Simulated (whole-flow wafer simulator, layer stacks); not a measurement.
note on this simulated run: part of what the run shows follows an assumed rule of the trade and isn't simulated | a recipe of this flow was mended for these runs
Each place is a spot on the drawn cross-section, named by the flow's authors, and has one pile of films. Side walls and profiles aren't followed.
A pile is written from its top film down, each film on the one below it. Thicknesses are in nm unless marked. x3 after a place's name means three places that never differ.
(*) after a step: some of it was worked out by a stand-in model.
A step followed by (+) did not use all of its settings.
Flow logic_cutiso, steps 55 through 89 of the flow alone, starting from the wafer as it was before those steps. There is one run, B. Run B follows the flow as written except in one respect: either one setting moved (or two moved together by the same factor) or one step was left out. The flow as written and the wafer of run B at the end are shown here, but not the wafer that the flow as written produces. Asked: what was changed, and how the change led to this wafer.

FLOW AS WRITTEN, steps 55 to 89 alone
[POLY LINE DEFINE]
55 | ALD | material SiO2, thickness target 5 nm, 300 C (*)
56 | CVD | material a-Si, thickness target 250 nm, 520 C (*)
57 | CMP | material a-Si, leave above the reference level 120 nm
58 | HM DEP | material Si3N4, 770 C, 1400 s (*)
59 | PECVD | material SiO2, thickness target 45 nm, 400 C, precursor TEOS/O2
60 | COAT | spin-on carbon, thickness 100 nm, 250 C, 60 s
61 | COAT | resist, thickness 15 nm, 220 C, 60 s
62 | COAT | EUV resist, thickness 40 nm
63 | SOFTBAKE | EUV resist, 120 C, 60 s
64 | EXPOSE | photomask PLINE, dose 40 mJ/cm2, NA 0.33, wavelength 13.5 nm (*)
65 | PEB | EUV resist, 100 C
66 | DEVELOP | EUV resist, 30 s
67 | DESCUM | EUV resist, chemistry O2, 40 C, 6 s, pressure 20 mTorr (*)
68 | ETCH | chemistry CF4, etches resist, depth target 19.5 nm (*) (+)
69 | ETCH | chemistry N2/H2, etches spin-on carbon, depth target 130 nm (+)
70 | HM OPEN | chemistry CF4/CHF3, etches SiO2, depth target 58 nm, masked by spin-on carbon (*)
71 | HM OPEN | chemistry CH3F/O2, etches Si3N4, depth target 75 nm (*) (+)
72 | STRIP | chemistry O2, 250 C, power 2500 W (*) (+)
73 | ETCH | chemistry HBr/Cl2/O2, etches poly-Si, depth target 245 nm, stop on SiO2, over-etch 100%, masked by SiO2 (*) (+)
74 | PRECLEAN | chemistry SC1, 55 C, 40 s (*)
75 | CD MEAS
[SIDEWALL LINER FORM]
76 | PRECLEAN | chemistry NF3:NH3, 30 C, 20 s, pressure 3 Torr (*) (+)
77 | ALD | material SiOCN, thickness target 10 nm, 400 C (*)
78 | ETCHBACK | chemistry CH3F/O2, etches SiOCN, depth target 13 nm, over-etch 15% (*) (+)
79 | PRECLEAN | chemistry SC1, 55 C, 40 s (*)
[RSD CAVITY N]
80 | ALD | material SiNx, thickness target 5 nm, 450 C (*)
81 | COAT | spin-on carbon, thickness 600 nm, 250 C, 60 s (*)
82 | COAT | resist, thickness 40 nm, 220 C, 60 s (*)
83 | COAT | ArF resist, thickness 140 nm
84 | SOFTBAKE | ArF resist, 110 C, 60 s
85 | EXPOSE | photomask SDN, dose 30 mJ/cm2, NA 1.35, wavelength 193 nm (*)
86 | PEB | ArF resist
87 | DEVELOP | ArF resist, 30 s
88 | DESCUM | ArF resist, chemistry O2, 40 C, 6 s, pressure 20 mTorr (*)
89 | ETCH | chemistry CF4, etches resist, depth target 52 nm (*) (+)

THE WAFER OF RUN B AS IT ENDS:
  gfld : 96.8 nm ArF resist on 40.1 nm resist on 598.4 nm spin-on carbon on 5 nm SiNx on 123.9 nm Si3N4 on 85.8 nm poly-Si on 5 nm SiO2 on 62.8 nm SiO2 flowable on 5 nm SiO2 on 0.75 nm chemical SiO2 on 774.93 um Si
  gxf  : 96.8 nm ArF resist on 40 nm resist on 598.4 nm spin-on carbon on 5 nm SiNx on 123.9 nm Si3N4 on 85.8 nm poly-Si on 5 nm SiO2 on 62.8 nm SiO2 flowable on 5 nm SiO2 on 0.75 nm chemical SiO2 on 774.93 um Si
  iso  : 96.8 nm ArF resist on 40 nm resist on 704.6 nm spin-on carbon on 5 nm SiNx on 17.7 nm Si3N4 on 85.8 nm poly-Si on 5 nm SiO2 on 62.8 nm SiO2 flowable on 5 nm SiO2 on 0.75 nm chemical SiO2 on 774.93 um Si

Cause: step 56, CVD: 485 C was run, while the flow as written has 520 C.

Step by step, how the change led to this:
  56 | CVD | material a-Si, thickness target 250 nm, 520 C (*)
      gl, glp, gxn and 11 more: +85.8 a-Si (new film) (as written it would have been: +250 a-Si (new film))
      depop, dpovl x3: +180.3 a-Si (new film) (as written it would have been: +344.5 a-Si (new film))
      (and at 4 other places as well)
  57 | CMP | material a-Si, leave above the reference level 120 nm
      depop, dpovl x3, gl and 13 more: nothing (as written it would have been: -130 a-Si)
      gfld, gxf, iso, lnri: nothing (as written it would have been: -111.6 a-Si)
  58 | HM DEP | material Si3N4, 770 C, 1400 s (*)
      gl, glp, gxn and 11 more: +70 Si3N4 (new film), +85.8 poly-Si (new film), -85.8 a-Si (all of it) (as written it would have been: +70 Si3N4 (new film), +120 poly-Si (new film), -120 a-Si (all of it))
      depop, dpovl x3: +70 Si3N4 (new film), +180.3 poly-Si (new film), -180.3 a-Si (all of it) (as written it would have been: +70 Si3N4 (new film), +214.5 poly-Si (new film), -214.5 a-Si (all of it))
      (and at 4 other places as well)
  59 | PECVD | material SiO2, thickness target 45 nm, 400 C, precursor TEOS/O2
      gfld, gxf, iso, lnri: +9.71 SiO2 (new film) (as written it would have been: +45 SiO2 (new film))
  60 | COAT | spin-on carbon, thickness 100 nm, 250 C, 60 s
      gfld, gxf, iso, lnri: +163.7 spin-on carbon (new film) (as written it would have been: +100 spin-on carbon (new film))
      gxn, gxp: +97.7 spin-on carbon (new film) (as written it would have been: +100 spin-on carbon (new film))
  61 | COAT | resist, thickness 15 nm, 220 C, 60 s
      gfld, gxf, iso, lnri: +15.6 resist (new film) (as written it would have been: +15 resist (new film))
  68 | ETCH | chemistry CF4, etches resist, depth target 19.5 nm (*) (+)
      iso, lnri: -15.6 resist (all of it), -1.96 spin-on carbon (as written it would have been: -15 resist (all of it), -2.25 spin-on carbon)
  69 | ETCH | chemistry N2/H2, etches spin-on carbon, depth target 130 nm (+)
      iso, lnri: -130 spin-on carbon (as written it would have been: -97.8 spin-on carbon (all of it), -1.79 SiO2)
      lnrt, rsdn, rsdp, rsdw, rsdx: -95.7 spin-on carbon (all of it), -1.9 SiO2 (as written it would have been: -97.8 spin-on carbon (all of it), -1.79 SiO2)
      (and at 2 other places as well)
  70 | HM OPEN | chemistry CF4/CHF3, etches SiO2, depth target 58 nm, masked by spin-on carbon (*)
      iso, lnri: -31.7 spin-on carbon (all of it), -9.71 SiO2 (all of it), -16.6 Si3N4 (as written it would have been: -43.2 SiO2 (all of it), -14.8 Si3N4)
      gfld: -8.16 resist (all of it), -16.1 spin-on carbon (as written it would have been: -7.57 resist (all of it), -16.3 spin-on carbon)
      (and at 1 other place as well)
  71 | HM OPEN | chemistry CH3F/O2, etches Si3N4, depth target 75 nm (*) (+)
      iso, lnri: -75 Si3N4 (as written it would have been: -55.2 Si3N4 (all of it), -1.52 poly-Si)
  72 | STRIP | chemistry O2, 250 C, power 2500 W (*) (+)
      iso, lnri: nothing (as written it would have been: +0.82 chemical SiO2 (new film), -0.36 poly-Si)
      gl, glp, plug, tap: -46 spin-on carbon (all of it) (as written it would have been: -48 spin-on carbon (all of it))
      (and at 4 other places as well)
  73 | ETCH | chemistry HBr/Cl2/O2, etches poly-Si, depth target 245 nm, stop on SiO2, over-etch 100%, masked by SiO2 (*) (+)
      iso, lnri: -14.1 Si3N4 (as written it would have been: -0.82 chemical SiO2 (all of it), -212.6 poly-Si (all of it), -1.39 SiO2)
      depop, dpovl x3, gfld and 8 more: -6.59 SiO2 (as written it would have been: -7.88 SiO2)
      (and at 7 other places as well)
  76 | PRECLEAN | chemistry NF3:NH3, 30 C, 20 s, pressure 3 Torr (*) (+)
      gfld, gxf: -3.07 SiO2 (all of it), -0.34 Si3N4 (as written it would have been: -7.83 SiO2)
      iso, lnri: -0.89 Si3N4 (as written it would have been: -3.56 SiO2 (all of it), -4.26 SiO2 flowable)
      (and at 7 other places as well)
  78 | ETCHBACK | chemistry CH3F/O2, etches SiOCN, depth target 13 nm, over-etch 15% (*) (+)
      gfld, gxf: -10 SiOCN (all of it), -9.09 Si3N4 (as written it would have been: -10 SiOCN (all of it), -0.75 SiO2)
      iso: -10 SiOCN (all of it), -9.09 Si3N4 (as written it would have been: -10 SiOCN (all of it), -0.75 SiO2 flowable)
  81 | COAT | spin-on carbon, thickness 600 nm, 250 C, 60 s (*)
      glp, plug, tap: +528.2 spin-on carbon (new film) (as written it would have been: +516.4 spin-on carbon (new film))
      rsdn, rsdp, rsdw: +719.7 spin-on carbon (new film) (as written it would have been: +740.8 spin-on carbon (new film))
      (and at 11 other places as well)
